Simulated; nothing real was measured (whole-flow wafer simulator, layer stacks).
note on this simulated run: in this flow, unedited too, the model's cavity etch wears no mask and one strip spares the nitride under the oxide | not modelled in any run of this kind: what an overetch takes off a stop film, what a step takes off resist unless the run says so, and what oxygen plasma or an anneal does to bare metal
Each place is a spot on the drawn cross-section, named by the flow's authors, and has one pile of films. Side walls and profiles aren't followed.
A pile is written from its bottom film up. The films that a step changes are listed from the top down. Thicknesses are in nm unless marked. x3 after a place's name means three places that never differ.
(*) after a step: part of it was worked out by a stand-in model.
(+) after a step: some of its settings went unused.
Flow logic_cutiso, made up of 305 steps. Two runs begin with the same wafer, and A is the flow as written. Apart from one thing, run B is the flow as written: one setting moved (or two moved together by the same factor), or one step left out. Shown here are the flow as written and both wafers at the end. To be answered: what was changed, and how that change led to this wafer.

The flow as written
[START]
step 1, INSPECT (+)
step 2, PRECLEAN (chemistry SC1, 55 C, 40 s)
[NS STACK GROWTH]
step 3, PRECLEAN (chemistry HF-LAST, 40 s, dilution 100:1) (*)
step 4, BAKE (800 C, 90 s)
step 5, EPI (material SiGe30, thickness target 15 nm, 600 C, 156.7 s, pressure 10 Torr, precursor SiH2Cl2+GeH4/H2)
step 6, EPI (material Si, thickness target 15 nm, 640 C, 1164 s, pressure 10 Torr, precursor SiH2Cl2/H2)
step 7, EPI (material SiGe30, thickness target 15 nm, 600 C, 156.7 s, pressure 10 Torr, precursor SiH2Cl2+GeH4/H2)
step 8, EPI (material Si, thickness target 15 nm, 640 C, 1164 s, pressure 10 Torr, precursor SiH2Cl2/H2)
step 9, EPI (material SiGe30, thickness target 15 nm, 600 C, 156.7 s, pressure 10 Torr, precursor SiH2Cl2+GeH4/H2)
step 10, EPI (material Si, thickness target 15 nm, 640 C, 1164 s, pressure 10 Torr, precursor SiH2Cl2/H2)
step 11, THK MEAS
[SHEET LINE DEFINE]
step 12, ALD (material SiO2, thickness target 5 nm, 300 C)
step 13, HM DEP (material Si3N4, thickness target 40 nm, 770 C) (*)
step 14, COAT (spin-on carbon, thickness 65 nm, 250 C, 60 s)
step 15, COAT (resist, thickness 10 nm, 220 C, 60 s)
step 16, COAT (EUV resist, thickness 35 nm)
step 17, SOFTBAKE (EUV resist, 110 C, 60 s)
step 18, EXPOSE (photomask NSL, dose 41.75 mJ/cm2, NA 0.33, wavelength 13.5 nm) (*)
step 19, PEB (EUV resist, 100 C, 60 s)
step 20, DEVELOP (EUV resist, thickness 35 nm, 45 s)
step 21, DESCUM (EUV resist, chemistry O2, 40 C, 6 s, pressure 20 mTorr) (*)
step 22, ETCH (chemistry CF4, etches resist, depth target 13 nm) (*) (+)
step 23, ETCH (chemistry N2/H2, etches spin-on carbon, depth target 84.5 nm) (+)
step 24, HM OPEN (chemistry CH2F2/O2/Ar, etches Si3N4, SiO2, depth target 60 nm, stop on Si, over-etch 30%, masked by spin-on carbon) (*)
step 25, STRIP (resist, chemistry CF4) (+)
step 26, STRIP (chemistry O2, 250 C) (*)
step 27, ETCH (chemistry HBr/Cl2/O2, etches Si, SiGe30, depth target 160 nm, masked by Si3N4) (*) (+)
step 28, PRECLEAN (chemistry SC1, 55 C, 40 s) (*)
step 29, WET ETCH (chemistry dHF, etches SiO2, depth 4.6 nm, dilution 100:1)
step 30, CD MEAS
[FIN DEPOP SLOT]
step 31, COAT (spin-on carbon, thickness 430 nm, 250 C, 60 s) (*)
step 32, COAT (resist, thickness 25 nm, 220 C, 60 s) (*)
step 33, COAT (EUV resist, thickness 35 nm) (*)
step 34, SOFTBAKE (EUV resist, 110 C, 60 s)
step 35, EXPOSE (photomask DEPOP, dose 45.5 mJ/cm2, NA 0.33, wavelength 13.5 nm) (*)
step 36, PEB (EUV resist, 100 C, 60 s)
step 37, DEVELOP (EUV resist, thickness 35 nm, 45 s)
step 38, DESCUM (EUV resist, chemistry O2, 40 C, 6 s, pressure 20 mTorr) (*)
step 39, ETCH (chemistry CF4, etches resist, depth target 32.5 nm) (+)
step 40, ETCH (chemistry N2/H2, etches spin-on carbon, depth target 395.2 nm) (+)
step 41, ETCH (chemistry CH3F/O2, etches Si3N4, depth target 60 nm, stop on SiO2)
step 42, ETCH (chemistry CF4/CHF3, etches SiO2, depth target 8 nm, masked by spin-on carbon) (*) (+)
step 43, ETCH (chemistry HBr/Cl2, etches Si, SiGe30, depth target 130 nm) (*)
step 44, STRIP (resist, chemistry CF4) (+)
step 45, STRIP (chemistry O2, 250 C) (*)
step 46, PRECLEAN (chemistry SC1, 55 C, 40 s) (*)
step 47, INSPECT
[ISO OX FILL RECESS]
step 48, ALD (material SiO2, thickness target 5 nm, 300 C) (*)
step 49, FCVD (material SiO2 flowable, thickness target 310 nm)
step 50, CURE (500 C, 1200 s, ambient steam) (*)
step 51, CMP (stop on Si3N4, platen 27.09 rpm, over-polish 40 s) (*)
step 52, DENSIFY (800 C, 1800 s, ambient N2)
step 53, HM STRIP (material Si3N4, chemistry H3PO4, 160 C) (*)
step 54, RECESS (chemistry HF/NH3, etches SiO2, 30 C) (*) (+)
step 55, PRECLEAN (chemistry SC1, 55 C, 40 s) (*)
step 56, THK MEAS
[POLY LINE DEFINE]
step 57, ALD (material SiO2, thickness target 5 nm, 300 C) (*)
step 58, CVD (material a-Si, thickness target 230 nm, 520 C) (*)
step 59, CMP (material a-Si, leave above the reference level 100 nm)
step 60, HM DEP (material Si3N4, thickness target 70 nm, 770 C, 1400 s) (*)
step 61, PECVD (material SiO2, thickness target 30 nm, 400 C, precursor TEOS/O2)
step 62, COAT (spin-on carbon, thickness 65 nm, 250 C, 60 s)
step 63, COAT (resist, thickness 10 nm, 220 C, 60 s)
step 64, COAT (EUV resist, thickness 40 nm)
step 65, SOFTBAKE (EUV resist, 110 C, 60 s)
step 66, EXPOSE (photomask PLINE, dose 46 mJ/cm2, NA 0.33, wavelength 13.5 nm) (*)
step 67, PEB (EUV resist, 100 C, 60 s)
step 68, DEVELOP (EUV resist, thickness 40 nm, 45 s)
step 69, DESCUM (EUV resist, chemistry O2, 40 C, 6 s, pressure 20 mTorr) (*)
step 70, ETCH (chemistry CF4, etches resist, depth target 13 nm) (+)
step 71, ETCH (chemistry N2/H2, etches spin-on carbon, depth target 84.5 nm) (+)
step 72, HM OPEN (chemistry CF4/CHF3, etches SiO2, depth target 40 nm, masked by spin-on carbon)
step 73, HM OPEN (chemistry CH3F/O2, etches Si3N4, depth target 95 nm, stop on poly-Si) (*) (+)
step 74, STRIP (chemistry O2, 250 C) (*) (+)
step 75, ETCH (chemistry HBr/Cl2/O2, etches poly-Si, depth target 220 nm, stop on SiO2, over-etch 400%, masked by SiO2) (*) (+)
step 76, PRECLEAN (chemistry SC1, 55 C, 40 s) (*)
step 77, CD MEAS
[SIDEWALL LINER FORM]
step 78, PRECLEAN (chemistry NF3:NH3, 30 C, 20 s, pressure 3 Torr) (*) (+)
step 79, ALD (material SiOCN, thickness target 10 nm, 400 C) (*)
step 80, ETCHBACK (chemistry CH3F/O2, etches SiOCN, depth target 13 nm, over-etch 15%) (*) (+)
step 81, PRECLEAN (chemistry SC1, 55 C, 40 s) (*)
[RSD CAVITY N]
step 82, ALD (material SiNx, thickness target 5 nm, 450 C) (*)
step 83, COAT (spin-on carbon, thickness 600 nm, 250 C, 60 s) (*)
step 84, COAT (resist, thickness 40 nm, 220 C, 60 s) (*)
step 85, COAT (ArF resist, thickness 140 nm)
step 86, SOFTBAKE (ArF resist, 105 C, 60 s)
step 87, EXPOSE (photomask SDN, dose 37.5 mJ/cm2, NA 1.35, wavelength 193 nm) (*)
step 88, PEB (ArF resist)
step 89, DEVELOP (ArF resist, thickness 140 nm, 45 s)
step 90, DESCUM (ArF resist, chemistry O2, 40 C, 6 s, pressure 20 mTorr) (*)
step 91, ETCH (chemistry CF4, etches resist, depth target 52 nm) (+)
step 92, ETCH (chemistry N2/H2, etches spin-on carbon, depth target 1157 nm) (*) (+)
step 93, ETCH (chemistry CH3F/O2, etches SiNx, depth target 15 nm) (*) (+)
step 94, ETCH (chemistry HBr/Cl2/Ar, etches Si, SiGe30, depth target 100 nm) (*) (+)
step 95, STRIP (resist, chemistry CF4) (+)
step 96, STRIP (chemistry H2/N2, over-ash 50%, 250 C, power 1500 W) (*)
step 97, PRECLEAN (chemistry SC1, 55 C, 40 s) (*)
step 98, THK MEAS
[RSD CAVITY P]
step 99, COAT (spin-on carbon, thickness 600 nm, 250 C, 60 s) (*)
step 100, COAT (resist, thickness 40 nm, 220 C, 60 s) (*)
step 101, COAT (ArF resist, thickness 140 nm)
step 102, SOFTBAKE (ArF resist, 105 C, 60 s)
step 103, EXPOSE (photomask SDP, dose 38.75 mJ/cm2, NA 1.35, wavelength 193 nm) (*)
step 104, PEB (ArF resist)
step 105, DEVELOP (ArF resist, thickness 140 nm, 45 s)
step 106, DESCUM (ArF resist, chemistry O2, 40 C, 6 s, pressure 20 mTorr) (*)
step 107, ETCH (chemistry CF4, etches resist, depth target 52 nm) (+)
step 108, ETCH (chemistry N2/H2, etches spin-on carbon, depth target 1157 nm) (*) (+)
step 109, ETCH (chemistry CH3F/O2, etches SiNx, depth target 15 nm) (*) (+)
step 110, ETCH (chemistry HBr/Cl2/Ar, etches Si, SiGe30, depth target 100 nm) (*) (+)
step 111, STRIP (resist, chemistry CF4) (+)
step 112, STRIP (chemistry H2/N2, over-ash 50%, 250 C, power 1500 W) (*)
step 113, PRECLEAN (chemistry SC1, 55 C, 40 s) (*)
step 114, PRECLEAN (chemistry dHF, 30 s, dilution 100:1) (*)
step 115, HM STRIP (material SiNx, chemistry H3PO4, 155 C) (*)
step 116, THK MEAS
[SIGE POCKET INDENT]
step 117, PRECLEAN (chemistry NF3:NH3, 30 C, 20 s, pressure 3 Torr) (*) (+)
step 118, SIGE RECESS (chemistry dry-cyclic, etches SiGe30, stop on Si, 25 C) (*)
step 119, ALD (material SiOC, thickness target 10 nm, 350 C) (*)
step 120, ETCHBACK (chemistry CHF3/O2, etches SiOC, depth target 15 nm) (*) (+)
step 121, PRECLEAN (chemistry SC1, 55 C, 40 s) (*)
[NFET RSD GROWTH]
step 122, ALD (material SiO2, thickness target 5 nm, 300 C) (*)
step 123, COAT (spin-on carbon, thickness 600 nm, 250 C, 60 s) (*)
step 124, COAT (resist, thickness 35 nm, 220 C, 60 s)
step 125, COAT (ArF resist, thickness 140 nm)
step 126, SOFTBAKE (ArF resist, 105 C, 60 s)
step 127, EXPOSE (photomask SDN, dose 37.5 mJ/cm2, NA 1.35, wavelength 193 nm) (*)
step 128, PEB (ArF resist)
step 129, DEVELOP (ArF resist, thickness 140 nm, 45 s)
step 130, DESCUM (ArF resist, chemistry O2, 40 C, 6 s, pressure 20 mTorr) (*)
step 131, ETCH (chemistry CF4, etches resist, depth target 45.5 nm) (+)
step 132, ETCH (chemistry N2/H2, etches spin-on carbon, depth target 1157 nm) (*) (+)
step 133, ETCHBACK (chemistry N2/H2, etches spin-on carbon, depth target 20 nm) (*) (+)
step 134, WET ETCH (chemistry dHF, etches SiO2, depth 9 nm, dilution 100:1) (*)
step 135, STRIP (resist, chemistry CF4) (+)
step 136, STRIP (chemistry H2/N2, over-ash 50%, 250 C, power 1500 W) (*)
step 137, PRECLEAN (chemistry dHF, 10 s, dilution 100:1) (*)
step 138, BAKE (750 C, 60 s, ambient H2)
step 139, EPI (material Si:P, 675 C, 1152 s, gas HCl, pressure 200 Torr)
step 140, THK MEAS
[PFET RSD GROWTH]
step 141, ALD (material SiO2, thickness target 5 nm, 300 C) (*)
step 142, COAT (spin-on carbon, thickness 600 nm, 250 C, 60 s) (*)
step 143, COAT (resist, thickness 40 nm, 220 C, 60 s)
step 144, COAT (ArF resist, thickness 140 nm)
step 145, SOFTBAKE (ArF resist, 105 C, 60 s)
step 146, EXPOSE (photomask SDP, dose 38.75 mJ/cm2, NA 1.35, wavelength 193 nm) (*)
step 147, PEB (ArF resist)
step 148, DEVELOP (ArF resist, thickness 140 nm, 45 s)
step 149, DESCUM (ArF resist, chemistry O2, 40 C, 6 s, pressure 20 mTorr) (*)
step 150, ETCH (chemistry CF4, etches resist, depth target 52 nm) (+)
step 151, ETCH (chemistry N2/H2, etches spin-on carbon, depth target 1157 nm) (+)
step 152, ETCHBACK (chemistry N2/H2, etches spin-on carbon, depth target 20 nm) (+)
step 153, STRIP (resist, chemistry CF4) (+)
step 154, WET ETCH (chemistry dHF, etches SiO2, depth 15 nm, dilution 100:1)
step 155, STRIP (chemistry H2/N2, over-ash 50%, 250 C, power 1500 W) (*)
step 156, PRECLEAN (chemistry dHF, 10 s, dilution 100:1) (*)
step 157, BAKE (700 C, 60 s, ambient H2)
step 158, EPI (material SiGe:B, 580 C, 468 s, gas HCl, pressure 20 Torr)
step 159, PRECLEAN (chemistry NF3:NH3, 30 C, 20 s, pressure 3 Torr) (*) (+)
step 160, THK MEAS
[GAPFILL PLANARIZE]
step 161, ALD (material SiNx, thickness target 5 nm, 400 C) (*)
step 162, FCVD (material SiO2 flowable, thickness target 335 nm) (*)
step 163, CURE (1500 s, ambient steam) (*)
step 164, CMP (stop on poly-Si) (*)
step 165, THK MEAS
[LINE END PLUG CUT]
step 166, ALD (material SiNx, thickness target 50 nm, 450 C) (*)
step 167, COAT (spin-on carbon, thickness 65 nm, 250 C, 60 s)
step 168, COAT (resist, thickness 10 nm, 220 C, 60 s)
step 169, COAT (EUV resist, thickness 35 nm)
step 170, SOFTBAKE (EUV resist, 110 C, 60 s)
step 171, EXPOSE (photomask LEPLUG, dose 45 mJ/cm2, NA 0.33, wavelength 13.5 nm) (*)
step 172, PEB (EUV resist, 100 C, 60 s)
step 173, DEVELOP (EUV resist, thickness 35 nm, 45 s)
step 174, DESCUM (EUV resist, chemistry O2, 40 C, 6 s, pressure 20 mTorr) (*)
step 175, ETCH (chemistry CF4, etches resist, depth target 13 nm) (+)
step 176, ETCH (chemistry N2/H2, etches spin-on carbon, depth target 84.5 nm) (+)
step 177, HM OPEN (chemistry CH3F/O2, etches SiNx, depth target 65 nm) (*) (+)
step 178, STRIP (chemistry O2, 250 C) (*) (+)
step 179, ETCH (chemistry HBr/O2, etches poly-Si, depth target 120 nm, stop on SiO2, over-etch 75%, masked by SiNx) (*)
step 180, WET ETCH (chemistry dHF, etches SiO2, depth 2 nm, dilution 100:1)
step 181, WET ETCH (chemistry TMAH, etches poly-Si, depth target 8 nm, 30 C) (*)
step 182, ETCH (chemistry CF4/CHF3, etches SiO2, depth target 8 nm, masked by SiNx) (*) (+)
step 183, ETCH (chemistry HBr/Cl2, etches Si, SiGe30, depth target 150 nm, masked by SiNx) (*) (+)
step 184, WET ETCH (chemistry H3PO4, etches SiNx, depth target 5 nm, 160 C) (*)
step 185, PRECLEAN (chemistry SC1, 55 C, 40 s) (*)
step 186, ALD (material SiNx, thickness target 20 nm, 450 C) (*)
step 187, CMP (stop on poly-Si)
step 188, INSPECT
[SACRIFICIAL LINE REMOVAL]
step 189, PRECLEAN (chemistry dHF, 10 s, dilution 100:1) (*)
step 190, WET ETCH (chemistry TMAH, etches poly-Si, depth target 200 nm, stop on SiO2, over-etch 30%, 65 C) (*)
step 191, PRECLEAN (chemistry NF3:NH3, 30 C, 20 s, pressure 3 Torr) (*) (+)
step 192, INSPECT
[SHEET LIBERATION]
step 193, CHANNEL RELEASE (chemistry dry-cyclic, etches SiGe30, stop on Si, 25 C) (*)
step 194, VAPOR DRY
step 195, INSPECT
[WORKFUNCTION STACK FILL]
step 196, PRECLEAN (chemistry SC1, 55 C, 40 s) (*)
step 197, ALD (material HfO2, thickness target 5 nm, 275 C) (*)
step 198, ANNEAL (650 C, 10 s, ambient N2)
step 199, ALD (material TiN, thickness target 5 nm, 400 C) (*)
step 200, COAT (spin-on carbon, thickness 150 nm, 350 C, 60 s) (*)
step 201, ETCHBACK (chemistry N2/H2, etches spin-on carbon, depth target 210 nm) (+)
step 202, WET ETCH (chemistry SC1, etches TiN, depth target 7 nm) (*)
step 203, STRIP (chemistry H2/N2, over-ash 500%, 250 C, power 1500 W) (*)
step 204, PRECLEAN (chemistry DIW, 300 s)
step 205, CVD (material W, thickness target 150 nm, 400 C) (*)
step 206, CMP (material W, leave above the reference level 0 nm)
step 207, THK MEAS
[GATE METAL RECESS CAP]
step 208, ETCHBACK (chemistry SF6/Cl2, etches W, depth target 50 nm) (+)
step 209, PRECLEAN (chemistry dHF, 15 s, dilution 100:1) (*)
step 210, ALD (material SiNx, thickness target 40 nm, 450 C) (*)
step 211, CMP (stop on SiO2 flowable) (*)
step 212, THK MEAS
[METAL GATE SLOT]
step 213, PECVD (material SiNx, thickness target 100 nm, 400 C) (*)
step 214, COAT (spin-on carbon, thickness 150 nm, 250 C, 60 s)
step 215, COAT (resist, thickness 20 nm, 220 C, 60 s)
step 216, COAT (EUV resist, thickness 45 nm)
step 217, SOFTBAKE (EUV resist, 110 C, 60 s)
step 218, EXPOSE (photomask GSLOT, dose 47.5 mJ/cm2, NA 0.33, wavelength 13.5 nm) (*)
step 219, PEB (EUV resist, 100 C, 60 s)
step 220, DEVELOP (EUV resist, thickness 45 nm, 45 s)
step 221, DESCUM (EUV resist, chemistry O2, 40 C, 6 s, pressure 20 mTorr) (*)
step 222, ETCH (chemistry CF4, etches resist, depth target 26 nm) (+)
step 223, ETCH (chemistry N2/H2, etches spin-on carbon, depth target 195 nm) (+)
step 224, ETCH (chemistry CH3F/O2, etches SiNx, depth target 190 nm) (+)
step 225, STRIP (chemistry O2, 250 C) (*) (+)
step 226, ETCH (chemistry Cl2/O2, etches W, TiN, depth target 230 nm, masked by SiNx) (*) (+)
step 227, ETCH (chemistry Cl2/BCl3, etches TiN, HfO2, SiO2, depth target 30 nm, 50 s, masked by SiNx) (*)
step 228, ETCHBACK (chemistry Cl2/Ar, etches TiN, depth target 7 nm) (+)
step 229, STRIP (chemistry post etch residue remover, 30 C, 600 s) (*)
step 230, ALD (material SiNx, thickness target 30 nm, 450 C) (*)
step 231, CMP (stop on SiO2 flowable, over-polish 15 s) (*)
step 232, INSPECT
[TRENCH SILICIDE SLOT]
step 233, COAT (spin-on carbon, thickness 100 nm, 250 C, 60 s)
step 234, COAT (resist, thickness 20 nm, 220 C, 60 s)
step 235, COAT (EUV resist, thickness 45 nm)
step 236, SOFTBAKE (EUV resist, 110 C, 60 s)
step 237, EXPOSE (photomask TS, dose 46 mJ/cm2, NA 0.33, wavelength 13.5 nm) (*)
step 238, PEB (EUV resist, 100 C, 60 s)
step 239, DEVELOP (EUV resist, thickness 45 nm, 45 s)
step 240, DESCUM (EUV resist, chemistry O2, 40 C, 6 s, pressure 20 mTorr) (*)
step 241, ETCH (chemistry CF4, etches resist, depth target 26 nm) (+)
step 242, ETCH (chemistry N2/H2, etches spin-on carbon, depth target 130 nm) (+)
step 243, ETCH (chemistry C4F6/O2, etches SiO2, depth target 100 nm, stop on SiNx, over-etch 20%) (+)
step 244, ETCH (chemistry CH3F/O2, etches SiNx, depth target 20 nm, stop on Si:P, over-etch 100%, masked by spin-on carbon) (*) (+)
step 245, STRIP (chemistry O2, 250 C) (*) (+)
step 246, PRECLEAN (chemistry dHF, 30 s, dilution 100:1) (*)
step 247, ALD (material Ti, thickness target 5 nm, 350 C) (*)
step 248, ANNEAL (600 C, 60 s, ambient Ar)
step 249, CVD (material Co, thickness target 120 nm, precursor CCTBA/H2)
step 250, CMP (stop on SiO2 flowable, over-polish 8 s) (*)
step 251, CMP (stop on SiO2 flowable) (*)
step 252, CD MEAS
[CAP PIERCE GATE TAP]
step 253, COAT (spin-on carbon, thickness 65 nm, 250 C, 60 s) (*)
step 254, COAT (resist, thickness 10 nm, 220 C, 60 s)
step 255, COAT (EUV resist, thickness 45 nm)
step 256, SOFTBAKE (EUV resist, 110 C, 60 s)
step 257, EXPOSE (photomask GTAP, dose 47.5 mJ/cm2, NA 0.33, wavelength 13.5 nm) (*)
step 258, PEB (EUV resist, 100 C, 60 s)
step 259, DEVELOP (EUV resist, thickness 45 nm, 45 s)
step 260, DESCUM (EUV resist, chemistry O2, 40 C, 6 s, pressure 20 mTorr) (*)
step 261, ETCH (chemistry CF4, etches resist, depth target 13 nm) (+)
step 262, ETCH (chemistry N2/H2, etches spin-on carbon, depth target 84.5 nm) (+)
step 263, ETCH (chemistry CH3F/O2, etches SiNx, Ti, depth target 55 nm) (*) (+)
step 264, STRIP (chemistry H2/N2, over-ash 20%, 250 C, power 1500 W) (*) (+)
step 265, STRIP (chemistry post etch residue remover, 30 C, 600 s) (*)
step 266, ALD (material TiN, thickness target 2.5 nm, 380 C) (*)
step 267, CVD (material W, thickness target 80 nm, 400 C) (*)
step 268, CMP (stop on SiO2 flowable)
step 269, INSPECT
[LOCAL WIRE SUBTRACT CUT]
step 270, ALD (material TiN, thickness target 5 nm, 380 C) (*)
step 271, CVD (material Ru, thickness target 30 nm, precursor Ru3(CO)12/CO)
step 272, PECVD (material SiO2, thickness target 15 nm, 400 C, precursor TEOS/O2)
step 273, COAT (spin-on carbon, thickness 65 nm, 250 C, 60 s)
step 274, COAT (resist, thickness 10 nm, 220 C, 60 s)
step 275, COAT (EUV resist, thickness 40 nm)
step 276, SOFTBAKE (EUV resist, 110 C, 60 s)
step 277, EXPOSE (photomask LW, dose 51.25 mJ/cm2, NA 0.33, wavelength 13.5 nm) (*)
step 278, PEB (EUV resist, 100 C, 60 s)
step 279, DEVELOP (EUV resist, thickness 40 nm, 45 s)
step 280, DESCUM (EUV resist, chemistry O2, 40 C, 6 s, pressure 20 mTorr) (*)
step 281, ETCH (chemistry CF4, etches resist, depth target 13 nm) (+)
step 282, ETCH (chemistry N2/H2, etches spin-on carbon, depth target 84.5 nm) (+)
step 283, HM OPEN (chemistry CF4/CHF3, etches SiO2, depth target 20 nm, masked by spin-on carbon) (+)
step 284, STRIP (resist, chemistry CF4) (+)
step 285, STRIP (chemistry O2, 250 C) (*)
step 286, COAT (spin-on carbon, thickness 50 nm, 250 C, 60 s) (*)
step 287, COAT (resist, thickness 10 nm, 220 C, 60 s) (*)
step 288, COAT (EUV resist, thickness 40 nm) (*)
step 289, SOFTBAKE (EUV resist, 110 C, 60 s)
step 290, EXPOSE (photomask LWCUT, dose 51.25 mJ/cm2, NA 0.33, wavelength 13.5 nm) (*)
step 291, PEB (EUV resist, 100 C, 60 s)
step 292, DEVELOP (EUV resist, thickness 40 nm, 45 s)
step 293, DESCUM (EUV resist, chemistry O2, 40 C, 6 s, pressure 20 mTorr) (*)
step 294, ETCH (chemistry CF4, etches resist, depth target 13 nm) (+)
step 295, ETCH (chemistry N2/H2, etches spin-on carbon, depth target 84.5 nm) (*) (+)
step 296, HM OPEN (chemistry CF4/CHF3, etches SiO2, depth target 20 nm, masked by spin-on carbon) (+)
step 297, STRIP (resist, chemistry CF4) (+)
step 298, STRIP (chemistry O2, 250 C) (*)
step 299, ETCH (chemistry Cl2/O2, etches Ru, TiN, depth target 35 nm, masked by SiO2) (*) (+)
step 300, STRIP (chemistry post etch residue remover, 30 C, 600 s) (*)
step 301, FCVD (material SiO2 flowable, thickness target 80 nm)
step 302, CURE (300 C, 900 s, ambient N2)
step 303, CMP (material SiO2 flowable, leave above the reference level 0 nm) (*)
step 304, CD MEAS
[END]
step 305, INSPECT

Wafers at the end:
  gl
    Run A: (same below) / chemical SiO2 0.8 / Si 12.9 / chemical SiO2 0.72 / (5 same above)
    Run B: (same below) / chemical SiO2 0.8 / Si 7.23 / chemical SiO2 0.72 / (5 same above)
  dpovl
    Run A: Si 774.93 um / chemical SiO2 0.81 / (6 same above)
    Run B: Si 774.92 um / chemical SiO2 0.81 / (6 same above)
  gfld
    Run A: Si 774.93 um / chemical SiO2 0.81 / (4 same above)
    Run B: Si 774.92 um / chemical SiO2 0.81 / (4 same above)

The reason: step 10, EPI: 727.8 s was run, though the flow has 1164 s.

How this came from the change, step by step:
  step 10, EPI (material Si, thickness target 15 nm, 640 C, 1164 s, pressure 10 Torr, precursor SiH2Cl2/H2)
      depop, dpovl, gfld and 19 more: A +15 Si (new film) | B +9.38 Si (new film)
  step 27, ETCH (chemistry HBr/Cl2/O2, etches Si, SiGe30, depth target 160 nm, masked by Si3N4) (*) (+)
      gfld, gxf, iso, lnri: A -0.79 chemical SiO2 (all of it), -11.4 Si (all of it), -15 SiGe30 (all of it), -15 Si (all of it), -15 SiGe30 (all of it), -15 Si (all of it), -15 SiGe30 (all of it), -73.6 Si | B -0.79 chemical SiO2 (all of it), -5.73 Si (all of it), -15 SiGe30 (all of it), -15 Si (all of it), -15 SiGe30 (all of it), -15 Si (all of it), -15 SiGe30 (all of it), -79.3 Si
      dpovl, nsgap: A -0.79 chemical SiO2 (all of it), -11.8 Si (all of it), -15 SiGe30 (all of it), -15 Si (all of it), -15 SiGe30 (all of it), -15 Si (all of it), -15 SiGe30 (all of it), -73.2 Si | B -0.79 chemical SiO2 (all of it), -6.13 Si (all of it), -15 SiGe30 (all of it), -15 Si (all of it), -15 SiGe30 (all of it), -15 Si (all of it), -15 SiGe30 (all of it), -78.9 Si
      (also at 1 further place)
  step 43, ETCH (chemistry HBr/Cl2, etches Si, SiGe30, depth target 130 nm) (*)
      depop: A -14 Si (all of it), -15 SiGe30 (all of it), -15 Si (all of it), -15 SiGe30 (all of it), -15 Si (all of it), -15 SiGe30 (all of it), -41 Si | B -8.39 Si (all of it), -15 SiGe30 (all of it), -15 Si (all of it), -15 SiGe30 (all of it), -15 Si (all of it), -15 SiGe30 (all of it), -46.6 Si
  step 94, ETCH (chemistry HBr/Cl2/Ar, etches Si, SiGe30, depth target 100 nm) (*) (+)
      rsdn, rsdx: A -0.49 chemical SiO2 (all of it), -12.8 Si (all of it), -15 SiGe30 (all of it), -15 Si (all of it), -15 SiGe30 (all of it), -15 Si (all of it), -15 SiGe30 (all of it), -12.2 Si | B -0.49 chemical SiO2 (all of it), -7.19 Si (all of it), -15 SiGe30 (all of it), -15 Si (all of it), -15 SiGe30 (all of it), -15 Si (all of it), -15 SiGe30 (all of it), -17.8 Si
  step 110, ETCH (chemistry HBr/Cl2/Ar, etches Si, SiGe30, depth target 100 nm) (*) (+)
      rsdp, rsdw: A -0.49 chemical SiO2 (all of it), -12.8 Si (all of it), -15 SiGe30 (all of it), -15 Si (all of it), -15 SiGe30 (all of it), -15 Si (all of it), -15 SiGe30 (all of it), -12.2 Si | B -0.49 chemical SiO2 (all of it), -7.19 Si (all of it), -15 SiGe30 (all of it), -15 Si (all of it), -15 SiGe30 (all of it), -15 Si (all of it), -15 SiGe30 (all of it), -17.8 Si
  step 183, ETCH (chemistry HBr/Cl2, etches Si, SiGe30, depth target 150 nm, masked by SiNx) (*) (+)
      plug: A -13.6 Si (all of it), -15 SiGe30 (all of it), -15 Si (all of it), -15 SiGe30 (all of it), -15 Si (all of it), -15 SiGe30 (all of it), -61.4 Si | B -7.93 Si (all of it), -15 SiGe30 (all of it), -15 Si (all of it), -15 SiGe30 (all of it), -15 Si (all of it), -15 SiGe30 (all of it), -67.1 Si
